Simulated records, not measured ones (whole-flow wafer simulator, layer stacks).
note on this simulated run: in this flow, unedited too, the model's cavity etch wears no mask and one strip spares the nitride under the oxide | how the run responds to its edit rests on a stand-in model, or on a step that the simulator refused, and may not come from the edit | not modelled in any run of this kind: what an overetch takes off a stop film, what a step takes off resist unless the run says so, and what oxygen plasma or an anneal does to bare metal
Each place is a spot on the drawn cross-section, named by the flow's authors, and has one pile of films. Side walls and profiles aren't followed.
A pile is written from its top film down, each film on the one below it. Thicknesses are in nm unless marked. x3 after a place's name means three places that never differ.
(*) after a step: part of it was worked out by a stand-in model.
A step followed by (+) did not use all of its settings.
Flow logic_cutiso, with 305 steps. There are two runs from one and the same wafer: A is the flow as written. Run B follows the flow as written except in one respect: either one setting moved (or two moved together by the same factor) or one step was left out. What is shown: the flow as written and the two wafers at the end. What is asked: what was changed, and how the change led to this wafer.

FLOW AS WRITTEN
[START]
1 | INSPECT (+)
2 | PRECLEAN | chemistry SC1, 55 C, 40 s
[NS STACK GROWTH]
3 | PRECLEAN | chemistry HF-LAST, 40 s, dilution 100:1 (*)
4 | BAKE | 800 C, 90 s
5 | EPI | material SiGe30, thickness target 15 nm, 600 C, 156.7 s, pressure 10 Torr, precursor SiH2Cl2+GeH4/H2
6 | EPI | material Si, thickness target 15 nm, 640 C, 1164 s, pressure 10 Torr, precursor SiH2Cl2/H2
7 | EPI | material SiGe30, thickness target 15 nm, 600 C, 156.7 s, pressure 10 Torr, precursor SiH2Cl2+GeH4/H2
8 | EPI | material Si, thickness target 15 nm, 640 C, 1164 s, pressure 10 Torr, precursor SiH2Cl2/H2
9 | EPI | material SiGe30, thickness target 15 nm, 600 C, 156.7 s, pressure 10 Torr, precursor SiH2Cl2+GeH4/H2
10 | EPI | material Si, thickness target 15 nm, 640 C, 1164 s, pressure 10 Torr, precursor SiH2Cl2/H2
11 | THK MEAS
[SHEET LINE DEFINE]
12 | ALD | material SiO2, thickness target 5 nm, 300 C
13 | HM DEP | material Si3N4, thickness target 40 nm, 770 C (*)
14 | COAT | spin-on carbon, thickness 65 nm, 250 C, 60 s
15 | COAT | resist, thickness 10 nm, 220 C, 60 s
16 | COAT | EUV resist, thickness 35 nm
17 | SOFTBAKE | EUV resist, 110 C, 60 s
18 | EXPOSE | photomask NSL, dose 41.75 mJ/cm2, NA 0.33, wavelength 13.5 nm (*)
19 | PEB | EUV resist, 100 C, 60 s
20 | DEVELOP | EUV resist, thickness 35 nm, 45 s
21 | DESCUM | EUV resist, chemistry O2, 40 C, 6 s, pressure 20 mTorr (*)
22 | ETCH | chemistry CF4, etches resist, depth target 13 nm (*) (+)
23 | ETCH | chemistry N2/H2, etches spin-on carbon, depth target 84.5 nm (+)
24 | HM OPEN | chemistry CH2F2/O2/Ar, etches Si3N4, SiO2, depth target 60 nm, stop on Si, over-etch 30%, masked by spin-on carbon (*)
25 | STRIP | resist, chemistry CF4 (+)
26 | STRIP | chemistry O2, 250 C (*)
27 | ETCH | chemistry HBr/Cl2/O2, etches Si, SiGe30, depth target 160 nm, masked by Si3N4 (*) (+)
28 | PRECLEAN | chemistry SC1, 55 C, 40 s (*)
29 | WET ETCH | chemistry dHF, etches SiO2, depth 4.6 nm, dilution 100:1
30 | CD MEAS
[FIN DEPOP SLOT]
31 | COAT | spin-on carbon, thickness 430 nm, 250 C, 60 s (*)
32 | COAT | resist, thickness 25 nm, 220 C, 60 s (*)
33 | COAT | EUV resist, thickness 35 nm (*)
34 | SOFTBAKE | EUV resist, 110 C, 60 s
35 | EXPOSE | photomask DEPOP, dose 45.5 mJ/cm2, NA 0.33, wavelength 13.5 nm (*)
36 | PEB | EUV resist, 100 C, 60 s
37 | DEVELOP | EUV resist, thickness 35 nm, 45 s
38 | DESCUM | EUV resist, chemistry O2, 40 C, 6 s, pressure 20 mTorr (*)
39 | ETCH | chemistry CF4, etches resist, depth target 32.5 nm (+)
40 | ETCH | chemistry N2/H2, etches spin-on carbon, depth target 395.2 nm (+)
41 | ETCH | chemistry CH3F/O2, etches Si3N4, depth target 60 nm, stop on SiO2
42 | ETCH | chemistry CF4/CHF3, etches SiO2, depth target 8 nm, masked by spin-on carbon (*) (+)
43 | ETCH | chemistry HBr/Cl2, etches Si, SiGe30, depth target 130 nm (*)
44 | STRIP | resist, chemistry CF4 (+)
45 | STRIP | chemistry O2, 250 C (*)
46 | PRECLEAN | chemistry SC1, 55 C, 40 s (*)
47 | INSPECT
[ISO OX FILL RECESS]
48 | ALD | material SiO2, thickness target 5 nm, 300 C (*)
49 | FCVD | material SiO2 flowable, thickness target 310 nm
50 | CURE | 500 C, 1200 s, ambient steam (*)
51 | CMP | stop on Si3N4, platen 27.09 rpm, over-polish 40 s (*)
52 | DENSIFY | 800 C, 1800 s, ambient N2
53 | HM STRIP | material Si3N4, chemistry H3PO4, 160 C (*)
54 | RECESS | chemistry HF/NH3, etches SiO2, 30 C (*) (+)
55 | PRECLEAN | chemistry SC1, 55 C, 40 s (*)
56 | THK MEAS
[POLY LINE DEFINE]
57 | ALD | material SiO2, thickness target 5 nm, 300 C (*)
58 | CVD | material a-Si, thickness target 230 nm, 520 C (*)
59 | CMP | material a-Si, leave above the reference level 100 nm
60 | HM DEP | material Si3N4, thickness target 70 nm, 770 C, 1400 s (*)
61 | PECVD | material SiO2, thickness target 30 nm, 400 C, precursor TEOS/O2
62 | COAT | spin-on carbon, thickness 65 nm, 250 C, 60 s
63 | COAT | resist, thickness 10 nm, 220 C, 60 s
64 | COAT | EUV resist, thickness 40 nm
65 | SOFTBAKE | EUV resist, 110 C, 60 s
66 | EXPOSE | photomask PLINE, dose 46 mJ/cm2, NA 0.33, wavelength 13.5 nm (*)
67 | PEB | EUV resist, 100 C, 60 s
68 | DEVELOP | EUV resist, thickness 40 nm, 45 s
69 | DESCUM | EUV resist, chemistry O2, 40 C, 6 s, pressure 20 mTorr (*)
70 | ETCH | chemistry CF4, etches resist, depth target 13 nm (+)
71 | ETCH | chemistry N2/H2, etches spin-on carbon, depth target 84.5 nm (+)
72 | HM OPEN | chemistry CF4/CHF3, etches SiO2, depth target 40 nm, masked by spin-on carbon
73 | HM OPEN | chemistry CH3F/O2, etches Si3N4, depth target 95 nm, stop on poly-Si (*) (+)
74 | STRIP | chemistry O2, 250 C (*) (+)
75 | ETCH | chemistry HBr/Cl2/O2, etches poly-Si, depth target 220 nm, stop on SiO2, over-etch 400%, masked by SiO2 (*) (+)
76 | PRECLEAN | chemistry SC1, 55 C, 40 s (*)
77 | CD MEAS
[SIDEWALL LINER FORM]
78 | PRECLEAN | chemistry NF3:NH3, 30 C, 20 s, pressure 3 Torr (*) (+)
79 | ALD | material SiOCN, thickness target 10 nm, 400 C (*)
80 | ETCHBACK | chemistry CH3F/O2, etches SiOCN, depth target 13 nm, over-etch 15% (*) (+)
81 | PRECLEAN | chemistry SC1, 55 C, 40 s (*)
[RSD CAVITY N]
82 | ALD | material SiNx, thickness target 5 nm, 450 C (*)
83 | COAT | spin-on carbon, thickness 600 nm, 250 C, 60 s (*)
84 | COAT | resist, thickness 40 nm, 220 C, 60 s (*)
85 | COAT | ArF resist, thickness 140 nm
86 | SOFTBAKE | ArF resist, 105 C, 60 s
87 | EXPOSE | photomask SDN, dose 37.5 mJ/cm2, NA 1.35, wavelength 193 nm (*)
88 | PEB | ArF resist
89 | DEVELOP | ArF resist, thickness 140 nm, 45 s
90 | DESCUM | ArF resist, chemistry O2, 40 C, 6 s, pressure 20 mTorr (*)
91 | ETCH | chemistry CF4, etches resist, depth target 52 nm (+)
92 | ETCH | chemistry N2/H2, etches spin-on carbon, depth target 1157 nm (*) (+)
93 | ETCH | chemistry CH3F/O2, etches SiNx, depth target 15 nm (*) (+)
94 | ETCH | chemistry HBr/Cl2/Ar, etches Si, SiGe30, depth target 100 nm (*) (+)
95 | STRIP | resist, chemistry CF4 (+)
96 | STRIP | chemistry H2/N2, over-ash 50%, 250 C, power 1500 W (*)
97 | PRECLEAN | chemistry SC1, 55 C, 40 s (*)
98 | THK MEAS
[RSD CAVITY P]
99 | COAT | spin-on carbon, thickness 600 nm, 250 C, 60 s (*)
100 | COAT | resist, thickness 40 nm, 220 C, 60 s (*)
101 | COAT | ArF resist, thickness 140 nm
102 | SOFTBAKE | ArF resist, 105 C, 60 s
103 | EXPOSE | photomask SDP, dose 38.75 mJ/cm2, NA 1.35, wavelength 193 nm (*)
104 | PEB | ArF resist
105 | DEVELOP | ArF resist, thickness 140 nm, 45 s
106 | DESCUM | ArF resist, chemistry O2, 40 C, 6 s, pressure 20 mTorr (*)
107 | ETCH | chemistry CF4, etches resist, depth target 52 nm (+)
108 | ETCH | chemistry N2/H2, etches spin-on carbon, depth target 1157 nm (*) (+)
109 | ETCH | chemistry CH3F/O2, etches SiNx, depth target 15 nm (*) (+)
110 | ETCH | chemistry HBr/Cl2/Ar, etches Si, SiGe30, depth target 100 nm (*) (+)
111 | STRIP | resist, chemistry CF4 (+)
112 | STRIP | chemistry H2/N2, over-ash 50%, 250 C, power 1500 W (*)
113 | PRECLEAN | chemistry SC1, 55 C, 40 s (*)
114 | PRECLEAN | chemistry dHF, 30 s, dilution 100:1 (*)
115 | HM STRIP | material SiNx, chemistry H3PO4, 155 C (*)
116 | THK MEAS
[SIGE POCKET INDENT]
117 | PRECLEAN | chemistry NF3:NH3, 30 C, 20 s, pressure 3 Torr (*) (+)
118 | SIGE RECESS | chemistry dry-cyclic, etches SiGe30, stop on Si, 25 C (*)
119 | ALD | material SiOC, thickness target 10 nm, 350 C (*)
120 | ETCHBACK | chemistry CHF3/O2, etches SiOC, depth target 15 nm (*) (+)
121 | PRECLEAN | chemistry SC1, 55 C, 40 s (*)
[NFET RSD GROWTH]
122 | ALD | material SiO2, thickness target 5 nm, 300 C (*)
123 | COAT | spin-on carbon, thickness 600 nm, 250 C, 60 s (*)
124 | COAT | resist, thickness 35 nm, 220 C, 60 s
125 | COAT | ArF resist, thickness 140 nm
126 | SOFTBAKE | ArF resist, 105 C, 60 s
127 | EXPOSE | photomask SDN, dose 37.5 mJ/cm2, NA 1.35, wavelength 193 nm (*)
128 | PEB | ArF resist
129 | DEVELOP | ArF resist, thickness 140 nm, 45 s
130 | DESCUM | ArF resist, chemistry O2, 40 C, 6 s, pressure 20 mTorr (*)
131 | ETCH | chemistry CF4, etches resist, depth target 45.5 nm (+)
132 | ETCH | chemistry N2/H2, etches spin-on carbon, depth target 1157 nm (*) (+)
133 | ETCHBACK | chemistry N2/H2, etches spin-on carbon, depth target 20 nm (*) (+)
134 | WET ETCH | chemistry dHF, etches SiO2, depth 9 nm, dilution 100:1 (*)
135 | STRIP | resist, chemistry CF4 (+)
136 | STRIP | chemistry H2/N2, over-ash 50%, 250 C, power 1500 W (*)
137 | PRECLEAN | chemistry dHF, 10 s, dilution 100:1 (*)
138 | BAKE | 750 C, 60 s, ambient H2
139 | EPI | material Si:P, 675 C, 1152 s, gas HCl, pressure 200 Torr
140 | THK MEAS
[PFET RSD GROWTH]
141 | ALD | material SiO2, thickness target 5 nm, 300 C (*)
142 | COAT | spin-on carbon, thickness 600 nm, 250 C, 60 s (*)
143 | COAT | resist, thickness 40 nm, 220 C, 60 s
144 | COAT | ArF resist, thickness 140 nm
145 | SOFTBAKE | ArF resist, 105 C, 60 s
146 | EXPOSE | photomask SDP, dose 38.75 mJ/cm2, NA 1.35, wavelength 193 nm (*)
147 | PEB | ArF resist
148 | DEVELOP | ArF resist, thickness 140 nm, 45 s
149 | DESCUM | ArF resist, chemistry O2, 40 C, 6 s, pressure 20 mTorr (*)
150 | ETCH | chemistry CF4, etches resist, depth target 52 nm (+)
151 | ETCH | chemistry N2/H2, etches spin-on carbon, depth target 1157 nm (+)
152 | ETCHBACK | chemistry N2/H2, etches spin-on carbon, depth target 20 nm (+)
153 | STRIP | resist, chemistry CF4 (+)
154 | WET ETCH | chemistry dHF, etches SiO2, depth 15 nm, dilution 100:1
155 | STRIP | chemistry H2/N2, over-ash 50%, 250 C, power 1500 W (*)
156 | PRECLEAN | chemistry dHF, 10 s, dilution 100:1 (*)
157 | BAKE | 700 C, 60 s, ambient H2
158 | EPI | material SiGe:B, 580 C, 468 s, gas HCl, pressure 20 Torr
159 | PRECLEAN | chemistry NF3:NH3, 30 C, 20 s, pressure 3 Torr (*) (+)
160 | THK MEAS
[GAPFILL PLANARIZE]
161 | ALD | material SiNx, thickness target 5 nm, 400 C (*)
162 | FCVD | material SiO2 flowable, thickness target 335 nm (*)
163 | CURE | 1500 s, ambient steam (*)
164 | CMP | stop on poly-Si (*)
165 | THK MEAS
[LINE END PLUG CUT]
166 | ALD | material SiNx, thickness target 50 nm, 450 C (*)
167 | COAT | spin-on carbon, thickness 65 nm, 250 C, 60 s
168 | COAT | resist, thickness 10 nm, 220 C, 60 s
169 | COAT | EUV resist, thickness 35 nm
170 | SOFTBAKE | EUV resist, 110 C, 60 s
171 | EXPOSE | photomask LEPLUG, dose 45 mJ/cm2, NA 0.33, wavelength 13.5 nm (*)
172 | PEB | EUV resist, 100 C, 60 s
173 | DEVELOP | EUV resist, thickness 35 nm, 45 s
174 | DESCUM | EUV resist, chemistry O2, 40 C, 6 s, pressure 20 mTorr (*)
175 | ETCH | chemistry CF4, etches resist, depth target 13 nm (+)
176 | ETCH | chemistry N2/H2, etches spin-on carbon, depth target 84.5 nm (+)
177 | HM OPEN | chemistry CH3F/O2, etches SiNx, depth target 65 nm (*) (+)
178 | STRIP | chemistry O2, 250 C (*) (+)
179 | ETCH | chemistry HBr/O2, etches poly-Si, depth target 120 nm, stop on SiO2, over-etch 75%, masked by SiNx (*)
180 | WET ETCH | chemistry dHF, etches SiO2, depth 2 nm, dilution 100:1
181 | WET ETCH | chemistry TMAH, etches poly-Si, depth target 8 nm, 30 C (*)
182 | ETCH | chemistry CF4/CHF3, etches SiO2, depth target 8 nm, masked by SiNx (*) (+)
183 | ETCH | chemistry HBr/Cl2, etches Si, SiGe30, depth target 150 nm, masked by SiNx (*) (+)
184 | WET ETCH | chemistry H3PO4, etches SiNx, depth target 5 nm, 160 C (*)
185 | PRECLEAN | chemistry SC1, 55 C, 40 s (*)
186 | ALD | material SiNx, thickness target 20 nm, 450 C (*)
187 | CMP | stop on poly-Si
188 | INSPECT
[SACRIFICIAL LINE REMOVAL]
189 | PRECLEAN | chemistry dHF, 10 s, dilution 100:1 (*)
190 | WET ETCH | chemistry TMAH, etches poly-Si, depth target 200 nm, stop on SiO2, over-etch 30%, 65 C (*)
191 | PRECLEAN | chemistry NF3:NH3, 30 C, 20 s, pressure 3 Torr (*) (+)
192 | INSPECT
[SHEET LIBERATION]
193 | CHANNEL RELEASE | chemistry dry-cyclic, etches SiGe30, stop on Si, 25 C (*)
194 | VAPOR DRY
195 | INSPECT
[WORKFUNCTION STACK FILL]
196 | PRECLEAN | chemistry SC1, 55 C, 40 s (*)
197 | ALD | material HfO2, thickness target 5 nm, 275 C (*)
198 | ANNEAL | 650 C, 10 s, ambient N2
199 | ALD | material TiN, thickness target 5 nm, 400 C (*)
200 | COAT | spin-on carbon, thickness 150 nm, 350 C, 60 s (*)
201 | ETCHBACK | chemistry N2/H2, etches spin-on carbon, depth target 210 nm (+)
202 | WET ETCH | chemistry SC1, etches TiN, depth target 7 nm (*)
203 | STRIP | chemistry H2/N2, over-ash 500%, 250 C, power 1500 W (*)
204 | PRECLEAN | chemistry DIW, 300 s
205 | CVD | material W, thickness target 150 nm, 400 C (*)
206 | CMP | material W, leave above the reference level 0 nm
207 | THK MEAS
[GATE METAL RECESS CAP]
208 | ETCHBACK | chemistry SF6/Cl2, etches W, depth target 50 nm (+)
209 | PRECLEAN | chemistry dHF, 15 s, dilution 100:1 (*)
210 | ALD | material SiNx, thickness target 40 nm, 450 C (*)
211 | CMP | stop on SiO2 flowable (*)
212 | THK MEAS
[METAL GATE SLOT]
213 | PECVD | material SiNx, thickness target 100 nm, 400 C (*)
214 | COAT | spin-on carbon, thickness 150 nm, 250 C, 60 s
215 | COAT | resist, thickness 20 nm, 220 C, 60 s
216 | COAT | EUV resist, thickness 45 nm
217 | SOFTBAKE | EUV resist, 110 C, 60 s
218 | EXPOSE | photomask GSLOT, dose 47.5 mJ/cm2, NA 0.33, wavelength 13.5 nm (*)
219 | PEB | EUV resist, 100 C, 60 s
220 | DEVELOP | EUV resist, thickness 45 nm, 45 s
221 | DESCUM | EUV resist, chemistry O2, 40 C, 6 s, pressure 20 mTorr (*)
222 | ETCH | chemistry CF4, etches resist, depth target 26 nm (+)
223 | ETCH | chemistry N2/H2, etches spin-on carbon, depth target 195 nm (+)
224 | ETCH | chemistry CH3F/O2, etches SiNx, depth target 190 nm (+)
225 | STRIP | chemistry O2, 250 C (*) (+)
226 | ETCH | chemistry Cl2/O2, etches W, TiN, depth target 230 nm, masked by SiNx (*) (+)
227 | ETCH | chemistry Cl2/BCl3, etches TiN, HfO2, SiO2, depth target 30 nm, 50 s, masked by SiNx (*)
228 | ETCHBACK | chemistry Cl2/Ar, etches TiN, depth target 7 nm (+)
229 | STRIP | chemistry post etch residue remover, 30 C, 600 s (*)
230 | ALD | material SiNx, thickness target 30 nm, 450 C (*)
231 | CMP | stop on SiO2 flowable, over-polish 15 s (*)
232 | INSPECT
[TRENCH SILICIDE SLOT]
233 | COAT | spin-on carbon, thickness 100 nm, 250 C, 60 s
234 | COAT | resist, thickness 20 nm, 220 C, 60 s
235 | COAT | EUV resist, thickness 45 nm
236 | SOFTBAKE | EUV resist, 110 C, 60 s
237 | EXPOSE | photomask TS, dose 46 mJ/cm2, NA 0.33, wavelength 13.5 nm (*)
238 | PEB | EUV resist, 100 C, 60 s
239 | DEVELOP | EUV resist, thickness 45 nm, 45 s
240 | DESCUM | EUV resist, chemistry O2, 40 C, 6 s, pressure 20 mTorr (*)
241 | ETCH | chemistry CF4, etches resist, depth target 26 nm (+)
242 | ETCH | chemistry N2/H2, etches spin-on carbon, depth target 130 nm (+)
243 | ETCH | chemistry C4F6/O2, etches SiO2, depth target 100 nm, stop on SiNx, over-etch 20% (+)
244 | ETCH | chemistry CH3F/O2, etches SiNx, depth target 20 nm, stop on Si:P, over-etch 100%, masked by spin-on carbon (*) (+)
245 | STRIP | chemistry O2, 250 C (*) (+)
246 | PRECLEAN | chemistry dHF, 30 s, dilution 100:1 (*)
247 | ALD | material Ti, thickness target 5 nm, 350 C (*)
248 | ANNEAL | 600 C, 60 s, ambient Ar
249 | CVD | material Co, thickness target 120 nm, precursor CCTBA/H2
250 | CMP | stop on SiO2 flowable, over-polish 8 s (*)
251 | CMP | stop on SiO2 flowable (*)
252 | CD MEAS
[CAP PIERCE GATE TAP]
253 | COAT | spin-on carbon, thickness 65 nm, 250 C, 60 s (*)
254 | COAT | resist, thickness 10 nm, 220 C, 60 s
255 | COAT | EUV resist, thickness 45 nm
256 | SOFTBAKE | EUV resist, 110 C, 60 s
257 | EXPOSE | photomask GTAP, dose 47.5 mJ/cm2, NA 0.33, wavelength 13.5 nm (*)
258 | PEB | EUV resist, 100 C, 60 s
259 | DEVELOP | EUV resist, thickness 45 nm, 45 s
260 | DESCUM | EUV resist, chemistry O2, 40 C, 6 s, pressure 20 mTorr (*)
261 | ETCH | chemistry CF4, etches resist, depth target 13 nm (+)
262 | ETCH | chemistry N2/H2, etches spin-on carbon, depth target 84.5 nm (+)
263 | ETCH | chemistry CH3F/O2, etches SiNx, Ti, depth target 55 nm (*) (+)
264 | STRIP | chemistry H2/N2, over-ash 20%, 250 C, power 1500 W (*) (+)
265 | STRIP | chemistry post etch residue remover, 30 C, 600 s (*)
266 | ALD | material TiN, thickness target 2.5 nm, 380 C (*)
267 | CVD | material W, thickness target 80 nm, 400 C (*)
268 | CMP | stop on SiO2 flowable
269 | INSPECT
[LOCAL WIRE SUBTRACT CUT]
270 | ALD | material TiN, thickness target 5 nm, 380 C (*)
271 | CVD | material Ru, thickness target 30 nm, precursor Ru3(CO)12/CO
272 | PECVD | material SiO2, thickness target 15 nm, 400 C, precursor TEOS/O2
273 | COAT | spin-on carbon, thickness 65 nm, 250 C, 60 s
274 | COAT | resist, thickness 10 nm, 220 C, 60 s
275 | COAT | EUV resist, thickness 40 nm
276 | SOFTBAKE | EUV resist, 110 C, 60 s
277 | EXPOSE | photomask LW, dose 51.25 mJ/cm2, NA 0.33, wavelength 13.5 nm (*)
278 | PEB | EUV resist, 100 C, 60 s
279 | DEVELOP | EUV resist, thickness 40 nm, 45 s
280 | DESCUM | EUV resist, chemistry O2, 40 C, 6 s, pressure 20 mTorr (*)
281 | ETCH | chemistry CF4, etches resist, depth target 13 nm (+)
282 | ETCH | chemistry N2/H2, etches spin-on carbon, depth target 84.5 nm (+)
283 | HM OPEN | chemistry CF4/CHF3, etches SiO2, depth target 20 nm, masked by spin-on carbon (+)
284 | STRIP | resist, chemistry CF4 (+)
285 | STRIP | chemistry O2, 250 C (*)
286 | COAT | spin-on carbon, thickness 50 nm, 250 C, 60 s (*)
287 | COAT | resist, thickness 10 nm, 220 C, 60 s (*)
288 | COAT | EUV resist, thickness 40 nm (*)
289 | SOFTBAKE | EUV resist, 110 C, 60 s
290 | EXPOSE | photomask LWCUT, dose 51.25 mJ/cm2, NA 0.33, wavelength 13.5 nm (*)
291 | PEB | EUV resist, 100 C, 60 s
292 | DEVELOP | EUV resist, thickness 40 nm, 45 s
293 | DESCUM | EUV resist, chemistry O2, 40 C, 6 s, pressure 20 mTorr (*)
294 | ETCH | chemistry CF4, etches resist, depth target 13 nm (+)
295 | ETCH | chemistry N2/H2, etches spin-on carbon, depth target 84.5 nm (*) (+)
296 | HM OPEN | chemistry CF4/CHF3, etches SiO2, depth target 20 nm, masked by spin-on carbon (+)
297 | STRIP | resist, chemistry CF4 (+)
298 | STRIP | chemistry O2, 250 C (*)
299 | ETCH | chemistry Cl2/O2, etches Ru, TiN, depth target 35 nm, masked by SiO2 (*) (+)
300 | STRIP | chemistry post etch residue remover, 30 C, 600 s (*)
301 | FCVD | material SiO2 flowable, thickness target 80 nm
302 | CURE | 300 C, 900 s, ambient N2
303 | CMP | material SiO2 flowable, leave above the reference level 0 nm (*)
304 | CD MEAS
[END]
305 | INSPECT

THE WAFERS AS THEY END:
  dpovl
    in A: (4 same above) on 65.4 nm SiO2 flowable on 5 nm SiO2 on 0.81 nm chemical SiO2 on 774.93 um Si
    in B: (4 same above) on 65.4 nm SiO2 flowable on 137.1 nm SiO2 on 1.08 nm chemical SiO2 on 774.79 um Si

The reason: step 40, ETCH: depth target 563.2 nm was run, though the flow has depth target 395.2 nm.

How this came from the change, step by step:
  40 | ETCH | chemistry N2/H2, etches spin-on carbon, depth target 395.2 nm (+)
      dpovl: A spin-on carbon loses 395.2 | B spin-on carbon loses 499.9 (all of it)
      gfld, gl, glp and 17 more: A EUV resist loses 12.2 (all of it), resist loses 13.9 | B EUV resist loses 12.2 (all of it), resist loses 17.6
      (and at 1 other place as well)
  41 | ETCH | chemistry CH3F/O2, etches Si3N4, depth target 60 nm, stop on SiO2
      dpovl: A spin-on carbon loses 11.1 | B Si loses 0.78
      depop: A Si3N4 loses 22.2 (all of it), SiO2 loses 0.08 | B Si3N4 loses 21.1 (all of it), SiO2 loses 0.08
  42 | ETCH | chemistry CF4/CHF3, etches SiO2, depth target 8 nm, masked by spin-on carbon (*) (+)
      dpovl: A spin-on carbon loses 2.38 | B Si loses 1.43
      gfld: A resist loses 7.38 | B resist loses 4.21 (all of it), spin-on carbon loses 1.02
      (and at 19 other places as well)
  43 | ETCH | chemistry HBr/Cl2, etches Si, SiGe30, depth target 130 nm (*)
      dpovl: A spin-on carbon loses 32 | B Si loses 130
  45 | STRIP | chemistry O2, 250 C (*)
      dpovl: A chemical SiO2 gains 0.82 (new film), spin-on carbon loses 59.3 (all of it), Si loses 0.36 | B chemical SiO2 gains 1.13 (new film), Si loses 0.5
  48 | ALD | material SiO2, thickness target 5 nm, 300 C (*)
      dpovl: A SiO2 gains 5 (new film) | B SiO2 gains 137.1 (new film)
  52 | DENSIFY | 800 C, 1800 s, ambient N2
      nsgap: A SiO2 flowable loses 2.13 | B SiO2 flowable loses 2.84
